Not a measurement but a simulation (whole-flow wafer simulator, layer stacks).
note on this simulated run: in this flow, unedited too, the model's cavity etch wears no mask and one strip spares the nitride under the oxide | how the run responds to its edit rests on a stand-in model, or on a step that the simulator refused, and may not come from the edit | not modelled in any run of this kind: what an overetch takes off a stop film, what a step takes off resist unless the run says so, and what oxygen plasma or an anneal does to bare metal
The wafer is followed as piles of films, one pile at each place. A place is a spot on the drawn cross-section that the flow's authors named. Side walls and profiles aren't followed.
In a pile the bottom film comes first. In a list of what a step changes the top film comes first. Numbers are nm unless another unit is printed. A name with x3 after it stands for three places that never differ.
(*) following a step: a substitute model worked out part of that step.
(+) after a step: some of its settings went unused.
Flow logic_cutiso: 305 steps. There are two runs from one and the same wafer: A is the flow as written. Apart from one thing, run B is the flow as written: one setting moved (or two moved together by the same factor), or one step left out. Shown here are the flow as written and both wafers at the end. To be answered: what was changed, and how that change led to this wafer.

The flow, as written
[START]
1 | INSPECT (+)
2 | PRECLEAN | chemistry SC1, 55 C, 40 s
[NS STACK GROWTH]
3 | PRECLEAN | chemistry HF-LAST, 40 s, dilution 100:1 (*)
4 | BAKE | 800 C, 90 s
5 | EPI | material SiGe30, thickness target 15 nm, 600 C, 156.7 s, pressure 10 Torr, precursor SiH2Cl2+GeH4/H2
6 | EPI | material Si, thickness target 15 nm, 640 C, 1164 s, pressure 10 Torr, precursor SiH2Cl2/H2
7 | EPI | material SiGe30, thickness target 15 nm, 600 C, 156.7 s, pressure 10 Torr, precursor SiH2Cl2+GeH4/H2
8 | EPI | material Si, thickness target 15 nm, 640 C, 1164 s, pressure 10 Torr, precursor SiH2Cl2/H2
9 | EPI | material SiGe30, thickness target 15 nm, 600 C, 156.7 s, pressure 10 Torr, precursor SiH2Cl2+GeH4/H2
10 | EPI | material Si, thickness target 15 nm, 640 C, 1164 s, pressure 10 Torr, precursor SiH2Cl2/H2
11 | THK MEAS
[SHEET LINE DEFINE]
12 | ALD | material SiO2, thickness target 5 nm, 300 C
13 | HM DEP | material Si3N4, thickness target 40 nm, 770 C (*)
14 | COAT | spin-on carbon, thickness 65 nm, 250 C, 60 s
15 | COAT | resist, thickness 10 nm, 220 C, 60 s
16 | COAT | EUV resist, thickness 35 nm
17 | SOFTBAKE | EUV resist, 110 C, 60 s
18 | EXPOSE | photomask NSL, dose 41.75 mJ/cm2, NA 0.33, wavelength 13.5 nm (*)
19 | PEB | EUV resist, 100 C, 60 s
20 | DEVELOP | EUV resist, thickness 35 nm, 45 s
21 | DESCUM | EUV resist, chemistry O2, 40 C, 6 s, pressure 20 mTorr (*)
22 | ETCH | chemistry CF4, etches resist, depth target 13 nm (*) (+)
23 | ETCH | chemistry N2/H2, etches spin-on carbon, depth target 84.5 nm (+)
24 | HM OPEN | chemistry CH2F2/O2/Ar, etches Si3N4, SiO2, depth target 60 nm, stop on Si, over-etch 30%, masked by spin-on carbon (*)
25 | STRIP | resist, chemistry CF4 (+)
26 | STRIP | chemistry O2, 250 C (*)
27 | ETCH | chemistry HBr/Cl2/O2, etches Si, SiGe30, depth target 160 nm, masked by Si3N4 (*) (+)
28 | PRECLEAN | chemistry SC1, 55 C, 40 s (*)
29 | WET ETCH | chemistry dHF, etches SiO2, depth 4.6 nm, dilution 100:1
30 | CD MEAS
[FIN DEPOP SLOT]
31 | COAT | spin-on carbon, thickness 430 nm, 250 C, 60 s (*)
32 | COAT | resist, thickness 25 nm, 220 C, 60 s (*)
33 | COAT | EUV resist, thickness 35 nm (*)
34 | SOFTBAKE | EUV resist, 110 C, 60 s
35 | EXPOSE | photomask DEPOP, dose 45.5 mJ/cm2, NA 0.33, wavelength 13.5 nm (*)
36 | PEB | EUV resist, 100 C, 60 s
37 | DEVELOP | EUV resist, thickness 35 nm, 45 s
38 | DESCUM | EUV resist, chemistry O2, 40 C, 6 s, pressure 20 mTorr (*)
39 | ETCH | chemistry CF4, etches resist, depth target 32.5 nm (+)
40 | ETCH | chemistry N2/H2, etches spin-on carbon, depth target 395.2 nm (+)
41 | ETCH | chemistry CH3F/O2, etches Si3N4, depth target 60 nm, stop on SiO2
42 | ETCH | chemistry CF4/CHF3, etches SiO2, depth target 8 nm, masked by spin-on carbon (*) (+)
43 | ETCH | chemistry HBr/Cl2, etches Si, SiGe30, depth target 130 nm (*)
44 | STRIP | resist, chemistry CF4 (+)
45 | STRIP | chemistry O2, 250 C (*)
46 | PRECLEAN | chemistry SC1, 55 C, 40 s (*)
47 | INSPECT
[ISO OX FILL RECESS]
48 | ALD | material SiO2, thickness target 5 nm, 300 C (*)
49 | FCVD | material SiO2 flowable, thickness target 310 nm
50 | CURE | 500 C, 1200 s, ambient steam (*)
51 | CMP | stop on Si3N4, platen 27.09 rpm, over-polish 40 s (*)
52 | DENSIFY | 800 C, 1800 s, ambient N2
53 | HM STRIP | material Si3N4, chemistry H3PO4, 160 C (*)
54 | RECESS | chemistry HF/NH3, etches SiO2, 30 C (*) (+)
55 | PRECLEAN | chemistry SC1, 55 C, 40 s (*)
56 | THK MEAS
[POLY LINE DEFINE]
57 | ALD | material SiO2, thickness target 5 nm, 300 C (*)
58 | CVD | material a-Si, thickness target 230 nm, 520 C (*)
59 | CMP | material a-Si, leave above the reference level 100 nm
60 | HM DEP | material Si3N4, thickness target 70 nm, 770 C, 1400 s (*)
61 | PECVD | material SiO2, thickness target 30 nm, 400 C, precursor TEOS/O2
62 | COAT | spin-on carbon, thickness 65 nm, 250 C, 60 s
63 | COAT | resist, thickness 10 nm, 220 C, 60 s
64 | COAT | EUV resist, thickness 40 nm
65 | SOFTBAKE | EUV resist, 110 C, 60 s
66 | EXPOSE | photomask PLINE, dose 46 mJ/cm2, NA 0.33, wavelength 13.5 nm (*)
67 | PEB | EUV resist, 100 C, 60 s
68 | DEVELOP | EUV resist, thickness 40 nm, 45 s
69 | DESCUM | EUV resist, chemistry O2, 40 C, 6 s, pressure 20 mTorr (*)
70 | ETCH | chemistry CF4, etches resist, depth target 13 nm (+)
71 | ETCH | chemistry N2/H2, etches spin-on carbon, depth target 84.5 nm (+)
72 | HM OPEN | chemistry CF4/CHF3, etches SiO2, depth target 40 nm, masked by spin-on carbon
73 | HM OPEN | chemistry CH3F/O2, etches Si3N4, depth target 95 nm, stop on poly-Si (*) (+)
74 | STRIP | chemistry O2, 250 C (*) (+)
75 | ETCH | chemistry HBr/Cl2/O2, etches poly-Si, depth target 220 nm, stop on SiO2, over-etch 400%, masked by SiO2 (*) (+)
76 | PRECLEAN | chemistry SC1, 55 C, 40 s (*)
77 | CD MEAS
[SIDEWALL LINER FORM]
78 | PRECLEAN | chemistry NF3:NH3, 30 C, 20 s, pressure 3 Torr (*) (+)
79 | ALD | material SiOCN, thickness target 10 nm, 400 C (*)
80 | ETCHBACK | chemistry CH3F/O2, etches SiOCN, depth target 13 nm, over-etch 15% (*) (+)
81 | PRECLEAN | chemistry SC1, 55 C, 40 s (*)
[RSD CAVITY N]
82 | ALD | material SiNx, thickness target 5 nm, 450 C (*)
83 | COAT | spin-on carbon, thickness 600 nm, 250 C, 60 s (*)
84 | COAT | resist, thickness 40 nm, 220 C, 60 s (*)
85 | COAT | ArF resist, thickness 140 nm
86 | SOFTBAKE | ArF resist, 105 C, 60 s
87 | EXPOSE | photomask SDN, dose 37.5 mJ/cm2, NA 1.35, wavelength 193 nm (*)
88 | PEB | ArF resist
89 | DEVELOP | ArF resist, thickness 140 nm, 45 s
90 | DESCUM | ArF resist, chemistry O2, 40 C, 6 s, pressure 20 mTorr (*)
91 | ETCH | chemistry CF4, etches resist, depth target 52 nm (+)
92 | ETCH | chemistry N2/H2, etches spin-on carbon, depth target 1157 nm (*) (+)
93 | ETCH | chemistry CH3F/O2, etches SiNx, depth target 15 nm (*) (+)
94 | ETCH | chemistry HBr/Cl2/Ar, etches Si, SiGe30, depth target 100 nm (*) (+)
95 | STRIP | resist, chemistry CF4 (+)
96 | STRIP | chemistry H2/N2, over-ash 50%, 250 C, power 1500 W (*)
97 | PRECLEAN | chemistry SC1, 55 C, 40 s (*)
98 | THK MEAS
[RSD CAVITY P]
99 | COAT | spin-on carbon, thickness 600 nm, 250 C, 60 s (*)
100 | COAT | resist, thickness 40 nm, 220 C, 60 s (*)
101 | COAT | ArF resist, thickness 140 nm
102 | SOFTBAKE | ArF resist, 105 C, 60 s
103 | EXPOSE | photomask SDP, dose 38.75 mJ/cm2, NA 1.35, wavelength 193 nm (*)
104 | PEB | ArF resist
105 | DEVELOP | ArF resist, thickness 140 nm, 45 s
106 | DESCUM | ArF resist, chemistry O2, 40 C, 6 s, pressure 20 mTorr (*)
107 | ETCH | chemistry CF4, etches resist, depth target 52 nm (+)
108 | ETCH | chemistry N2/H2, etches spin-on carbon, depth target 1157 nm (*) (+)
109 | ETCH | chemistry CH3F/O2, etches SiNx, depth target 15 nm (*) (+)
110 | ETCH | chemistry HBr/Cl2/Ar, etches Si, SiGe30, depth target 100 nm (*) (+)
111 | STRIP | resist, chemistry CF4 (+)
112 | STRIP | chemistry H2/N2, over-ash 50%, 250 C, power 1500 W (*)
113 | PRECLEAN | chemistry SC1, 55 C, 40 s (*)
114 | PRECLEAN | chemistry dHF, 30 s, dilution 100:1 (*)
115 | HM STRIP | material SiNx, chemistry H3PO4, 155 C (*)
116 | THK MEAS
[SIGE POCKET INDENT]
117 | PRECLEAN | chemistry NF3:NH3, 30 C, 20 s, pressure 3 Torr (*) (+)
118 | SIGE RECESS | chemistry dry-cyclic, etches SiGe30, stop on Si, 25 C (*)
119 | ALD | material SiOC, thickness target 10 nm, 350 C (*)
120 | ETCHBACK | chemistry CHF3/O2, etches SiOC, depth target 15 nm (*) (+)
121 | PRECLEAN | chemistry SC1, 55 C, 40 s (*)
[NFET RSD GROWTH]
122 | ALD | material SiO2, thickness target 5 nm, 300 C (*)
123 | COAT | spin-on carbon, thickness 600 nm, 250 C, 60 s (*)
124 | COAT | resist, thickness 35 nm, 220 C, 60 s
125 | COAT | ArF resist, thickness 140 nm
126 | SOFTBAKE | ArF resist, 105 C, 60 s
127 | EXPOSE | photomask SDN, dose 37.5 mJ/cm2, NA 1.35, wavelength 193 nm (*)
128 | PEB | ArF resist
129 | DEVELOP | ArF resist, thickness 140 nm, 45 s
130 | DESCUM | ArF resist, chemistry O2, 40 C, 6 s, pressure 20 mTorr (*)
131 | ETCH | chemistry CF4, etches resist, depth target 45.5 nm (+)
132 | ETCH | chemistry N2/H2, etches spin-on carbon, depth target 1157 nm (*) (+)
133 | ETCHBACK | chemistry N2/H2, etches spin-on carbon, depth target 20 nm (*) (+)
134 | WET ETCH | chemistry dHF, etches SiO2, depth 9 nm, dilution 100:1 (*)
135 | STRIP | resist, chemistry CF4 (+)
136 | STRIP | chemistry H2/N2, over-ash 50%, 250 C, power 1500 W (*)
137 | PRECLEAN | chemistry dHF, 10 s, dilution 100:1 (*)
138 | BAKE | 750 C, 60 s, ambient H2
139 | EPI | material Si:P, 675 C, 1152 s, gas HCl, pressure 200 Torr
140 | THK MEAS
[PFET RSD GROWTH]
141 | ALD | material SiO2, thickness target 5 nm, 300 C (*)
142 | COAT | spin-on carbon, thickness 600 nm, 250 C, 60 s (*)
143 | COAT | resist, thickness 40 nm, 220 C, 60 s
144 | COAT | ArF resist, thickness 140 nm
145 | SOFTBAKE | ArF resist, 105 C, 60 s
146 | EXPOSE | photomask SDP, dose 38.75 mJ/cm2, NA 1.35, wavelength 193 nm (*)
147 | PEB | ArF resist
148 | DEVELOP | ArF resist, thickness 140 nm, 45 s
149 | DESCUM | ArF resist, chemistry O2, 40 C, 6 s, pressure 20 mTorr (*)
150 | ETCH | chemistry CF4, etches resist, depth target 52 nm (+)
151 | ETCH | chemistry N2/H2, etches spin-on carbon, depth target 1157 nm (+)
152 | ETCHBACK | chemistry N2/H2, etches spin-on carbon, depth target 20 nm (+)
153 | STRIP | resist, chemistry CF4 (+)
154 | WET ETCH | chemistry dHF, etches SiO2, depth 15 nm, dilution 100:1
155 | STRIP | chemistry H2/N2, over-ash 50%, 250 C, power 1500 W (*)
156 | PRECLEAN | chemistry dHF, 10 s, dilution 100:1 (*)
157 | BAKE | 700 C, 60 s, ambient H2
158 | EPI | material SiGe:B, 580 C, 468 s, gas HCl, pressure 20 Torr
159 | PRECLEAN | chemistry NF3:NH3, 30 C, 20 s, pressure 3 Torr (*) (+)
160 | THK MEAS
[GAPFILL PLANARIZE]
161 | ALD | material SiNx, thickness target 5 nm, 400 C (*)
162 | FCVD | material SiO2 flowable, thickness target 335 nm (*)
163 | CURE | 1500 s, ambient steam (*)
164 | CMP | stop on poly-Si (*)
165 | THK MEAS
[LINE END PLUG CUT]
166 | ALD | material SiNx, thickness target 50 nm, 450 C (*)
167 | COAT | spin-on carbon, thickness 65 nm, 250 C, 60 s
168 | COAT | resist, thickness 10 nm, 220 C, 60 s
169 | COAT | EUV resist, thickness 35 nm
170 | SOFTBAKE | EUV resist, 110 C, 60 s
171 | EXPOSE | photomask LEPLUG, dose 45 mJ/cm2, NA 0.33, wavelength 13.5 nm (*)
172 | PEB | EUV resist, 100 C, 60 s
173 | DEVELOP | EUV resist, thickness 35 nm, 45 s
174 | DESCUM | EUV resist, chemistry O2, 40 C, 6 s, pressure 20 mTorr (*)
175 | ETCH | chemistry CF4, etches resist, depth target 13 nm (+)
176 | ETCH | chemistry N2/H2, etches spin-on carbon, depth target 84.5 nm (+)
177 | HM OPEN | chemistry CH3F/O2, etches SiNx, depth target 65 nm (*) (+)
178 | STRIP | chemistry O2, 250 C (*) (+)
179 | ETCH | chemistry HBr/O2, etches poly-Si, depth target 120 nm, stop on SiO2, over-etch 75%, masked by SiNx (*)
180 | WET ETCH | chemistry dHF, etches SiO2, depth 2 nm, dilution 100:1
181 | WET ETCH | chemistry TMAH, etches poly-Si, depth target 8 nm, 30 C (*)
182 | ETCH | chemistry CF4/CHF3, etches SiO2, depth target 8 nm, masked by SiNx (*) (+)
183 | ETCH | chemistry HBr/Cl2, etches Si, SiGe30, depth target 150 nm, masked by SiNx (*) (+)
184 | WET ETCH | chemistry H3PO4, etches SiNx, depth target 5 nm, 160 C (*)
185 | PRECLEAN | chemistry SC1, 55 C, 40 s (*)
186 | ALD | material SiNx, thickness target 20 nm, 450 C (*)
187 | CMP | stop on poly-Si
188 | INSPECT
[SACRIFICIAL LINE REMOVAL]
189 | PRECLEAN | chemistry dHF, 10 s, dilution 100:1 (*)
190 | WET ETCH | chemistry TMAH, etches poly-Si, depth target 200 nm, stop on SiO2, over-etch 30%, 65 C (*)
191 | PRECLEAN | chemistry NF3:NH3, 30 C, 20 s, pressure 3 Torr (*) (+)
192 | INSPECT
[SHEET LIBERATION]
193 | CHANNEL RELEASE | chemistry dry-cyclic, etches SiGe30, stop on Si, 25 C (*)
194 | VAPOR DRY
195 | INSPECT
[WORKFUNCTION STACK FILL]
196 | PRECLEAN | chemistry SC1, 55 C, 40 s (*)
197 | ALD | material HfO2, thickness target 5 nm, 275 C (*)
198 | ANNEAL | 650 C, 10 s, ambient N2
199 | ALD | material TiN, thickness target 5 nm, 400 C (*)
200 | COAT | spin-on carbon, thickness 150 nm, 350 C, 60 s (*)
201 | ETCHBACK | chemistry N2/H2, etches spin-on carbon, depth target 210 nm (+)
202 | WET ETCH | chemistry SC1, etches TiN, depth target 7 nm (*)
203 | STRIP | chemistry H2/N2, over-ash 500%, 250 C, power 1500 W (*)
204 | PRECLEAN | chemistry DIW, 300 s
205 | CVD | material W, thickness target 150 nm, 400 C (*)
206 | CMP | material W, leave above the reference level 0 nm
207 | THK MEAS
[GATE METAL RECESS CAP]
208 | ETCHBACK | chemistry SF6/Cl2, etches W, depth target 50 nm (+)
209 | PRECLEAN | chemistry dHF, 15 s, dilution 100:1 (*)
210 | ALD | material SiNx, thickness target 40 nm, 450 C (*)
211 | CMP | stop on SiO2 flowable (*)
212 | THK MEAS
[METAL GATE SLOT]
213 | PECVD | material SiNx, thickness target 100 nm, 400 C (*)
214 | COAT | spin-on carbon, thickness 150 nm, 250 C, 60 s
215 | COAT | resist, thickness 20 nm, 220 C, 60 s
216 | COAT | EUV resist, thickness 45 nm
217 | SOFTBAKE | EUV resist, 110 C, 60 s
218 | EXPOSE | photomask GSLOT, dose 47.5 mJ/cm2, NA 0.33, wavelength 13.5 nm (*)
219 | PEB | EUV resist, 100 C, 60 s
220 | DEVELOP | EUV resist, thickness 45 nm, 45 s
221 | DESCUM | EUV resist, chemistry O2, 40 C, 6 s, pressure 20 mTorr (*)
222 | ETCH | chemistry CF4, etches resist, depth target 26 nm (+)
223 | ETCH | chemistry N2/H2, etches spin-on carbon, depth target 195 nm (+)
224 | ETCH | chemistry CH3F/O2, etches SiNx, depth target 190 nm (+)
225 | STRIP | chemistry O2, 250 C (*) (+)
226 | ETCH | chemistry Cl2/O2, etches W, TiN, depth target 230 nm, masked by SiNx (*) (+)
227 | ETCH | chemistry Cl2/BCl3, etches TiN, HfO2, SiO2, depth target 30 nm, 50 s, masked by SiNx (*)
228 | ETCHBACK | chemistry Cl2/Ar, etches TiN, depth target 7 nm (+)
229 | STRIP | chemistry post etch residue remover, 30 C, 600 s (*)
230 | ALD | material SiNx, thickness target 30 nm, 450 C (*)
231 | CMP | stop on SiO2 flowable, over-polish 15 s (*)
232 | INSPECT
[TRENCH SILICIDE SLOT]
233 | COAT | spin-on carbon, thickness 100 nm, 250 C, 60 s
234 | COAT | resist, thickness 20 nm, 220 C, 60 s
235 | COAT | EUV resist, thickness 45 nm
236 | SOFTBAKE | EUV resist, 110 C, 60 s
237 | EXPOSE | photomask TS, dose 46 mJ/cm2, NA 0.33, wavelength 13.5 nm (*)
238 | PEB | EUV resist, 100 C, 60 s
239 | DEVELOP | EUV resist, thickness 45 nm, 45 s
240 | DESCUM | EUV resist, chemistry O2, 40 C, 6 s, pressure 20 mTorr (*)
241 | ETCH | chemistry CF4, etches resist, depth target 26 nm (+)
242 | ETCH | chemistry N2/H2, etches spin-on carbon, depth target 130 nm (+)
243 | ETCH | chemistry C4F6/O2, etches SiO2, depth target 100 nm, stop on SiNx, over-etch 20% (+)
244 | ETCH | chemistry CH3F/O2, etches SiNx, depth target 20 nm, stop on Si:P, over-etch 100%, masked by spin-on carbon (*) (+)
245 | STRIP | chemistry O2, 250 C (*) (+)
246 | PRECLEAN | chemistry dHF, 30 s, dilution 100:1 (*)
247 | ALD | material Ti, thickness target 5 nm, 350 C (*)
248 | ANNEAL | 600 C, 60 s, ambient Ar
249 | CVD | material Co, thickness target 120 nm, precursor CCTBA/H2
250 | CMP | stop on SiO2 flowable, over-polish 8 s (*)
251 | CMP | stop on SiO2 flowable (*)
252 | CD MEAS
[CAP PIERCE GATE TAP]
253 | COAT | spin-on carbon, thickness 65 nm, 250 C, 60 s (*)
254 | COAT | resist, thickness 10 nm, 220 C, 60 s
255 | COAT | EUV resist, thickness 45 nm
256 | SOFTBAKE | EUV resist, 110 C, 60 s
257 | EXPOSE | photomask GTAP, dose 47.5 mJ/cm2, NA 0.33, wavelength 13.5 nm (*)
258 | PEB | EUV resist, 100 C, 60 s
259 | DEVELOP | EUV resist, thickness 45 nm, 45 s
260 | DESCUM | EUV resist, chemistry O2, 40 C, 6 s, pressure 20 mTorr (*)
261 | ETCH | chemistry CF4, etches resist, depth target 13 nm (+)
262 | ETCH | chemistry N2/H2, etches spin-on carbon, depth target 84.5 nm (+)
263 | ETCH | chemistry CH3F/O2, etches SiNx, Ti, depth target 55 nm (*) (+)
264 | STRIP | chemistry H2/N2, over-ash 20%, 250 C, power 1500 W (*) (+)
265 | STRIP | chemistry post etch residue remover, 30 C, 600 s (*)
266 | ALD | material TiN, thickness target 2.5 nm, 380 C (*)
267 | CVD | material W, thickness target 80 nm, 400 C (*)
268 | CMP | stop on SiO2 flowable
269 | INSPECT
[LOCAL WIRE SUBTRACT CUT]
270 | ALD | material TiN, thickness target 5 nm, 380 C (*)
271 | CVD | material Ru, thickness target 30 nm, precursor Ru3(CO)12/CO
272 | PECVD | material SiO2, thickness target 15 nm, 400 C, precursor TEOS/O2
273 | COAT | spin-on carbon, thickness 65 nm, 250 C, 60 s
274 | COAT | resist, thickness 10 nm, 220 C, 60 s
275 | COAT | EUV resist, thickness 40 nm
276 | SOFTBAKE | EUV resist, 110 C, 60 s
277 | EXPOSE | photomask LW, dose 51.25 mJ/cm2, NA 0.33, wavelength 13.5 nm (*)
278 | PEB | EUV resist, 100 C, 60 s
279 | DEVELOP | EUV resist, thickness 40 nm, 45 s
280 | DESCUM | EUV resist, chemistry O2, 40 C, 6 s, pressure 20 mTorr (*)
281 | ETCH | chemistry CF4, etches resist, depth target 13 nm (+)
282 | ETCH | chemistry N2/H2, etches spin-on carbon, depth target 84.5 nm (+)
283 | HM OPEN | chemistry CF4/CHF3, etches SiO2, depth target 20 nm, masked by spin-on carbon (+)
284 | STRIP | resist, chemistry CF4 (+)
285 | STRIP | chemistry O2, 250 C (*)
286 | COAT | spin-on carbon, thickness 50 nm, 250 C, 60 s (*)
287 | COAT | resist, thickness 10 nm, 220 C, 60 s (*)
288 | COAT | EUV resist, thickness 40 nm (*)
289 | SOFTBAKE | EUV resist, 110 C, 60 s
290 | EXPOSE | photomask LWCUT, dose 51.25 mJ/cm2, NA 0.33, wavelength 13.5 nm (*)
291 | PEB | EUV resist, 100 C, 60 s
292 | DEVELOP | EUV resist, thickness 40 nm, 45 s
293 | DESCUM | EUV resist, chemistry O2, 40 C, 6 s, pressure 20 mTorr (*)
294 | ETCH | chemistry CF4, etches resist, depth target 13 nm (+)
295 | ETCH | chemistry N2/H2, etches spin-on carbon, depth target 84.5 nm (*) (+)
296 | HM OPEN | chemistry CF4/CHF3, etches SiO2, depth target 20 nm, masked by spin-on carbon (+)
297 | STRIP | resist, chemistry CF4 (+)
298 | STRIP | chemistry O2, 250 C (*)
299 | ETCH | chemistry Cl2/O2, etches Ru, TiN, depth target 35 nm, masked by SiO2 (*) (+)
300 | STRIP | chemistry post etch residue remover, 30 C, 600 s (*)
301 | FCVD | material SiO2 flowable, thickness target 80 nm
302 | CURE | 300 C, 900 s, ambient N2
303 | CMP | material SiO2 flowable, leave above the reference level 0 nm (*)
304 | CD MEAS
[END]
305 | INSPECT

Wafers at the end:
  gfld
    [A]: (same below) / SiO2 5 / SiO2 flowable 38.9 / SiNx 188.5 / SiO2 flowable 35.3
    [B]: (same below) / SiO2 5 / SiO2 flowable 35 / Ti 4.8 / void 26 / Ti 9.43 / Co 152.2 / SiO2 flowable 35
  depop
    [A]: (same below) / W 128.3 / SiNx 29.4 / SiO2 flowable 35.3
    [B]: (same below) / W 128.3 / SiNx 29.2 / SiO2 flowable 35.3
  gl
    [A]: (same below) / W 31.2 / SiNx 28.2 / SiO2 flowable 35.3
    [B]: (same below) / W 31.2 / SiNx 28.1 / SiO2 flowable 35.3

Cause: step 230, ALD: material SiNx, thickness target 30 nm, 450 C (*), was not run.

How this came from the change, step by step:
  231 | CMP | stop on SiO2 flowable, over-polish 15 s (*)
      gfld: A SiNx loses 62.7 | B nothing
      depop, dpovl, gl and 9 more: A SiNx loses 62.7 | B SiNx loses 32.7
      (also at 9 further places)
  233 | COAT | spin-on carbon, thickness 100 nm, 250 C, 60 s
      lnrt, plug, rsdp, rsdx, tap: A spin-on carbon gains 100 (new film) | B spin-on carbon gains 93.9 (new film)
      gl, glp, rsdn, rsdw: A spin-on carbon gains 100 (new film) | B spin-on carbon gains 94 (new film)
      (also at 8 further places)
  234 | COAT | resist, thickness 20 nm, 220 C, 60 s
      gfld: A resist gains 20 (new film) | B resist gains 22.2 (new film)
      iso: A resist gains 20 (new film) | B resist gains 21.2 (new film)
  242 | ETCH | chemistry N2/H2, etches spin-on carbon, depth target 130 nm (+)
      rsdn, rsdp, rsdw: A spin-on carbon loses 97 (all of it), SiO2 flowable loses 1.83 | B spin-on carbon loses 90.7 (all of it), SiO2 flowable loses 2.18
  243 | ETCH | chemistry C4F6/O2, etches SiO2, depth target 100 nm, stop on SiNx, over-etch 20% (+)
      gfld: A resist loses 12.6 (all of it), spin-on carbon loses 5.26 | B resist loses 14.8 (all of it), spin-on carbon loses 4.93
      iso: A resist loses 12.6 (all of it), spin-on carbon loses 5.26 | B resist loses 13.9 (all of it), spin-on carbon loses 5.06
  245 | STRIP | chemistry O2, 250 C (*) (+)
      gl, glp, lnrt, plug, rsdx, tap: A spin-on carbon loses 90 (all of it) | B spin-on carbon loses 83.9 (all of it)
      gxn, gxp: A spin-on carbon loses 90 (all of it) | B spin-on carbon loses 83.6 (all of it)
      (also at 6 further places)
  246 | PRECLEAN | chemistry dHF, 30 s, dilution 100:1 (*)
      gfld: A SiNx loses 1.09 | B SiO2 flowable loses 3.89
      lnr, lnri, lnrp, lnrt: A SiOCN loses 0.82 | B SiOCN loses 1.35
  247 | ALD | material Ti, thickness target 5 nm, 350 C (*)
      gfld: A Ti gains 5 (new film) | B Ti gains 9.43 (new film), void gains 26 (new film), Ti gains 4.8 (new film)
  249 | CVD | material Co, thickness target 120 nm, precursor CCTBA/H2
      gfld: A Co gains 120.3 (new film) | B Co gains 285.5 (new film)
  250 | CMP | stop on SiO2 flowable, over-polish 8 s (*)
      gfld: A Co loses 120.3 (all of it), Ti loses 5 (all of it), SiNx loses 1.83 | B Co loses 127
  251 | CMP | stop on SiO2 flowable (*)
      gfld: A SiNx loses 5 | B Co loses 5
      iso: A Co loses 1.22 (all of it), Ti loses 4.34 | B Co loses 1.28 (all of it), Ti loses 5 (all of it)
  265 | STRIP | chemistry post etch residue remover, 30 C, 600 s (*)
      iso: A Ti loses 0.66 (all of it) | B nothing
  268 | CMP | stop on SiO2 flowable
      gfld: A W loses 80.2 (all of it), TiN loses 2.5 (all of it), SiNx loses 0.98 | B W loses 80 (all of it), TiN loses 2.5 (all of it), Co loses 1.28
Taking metal films that touch as one body, gfld has 2 bodies (between them, from the top down: void 26); the flow as written gives 0 bodies.
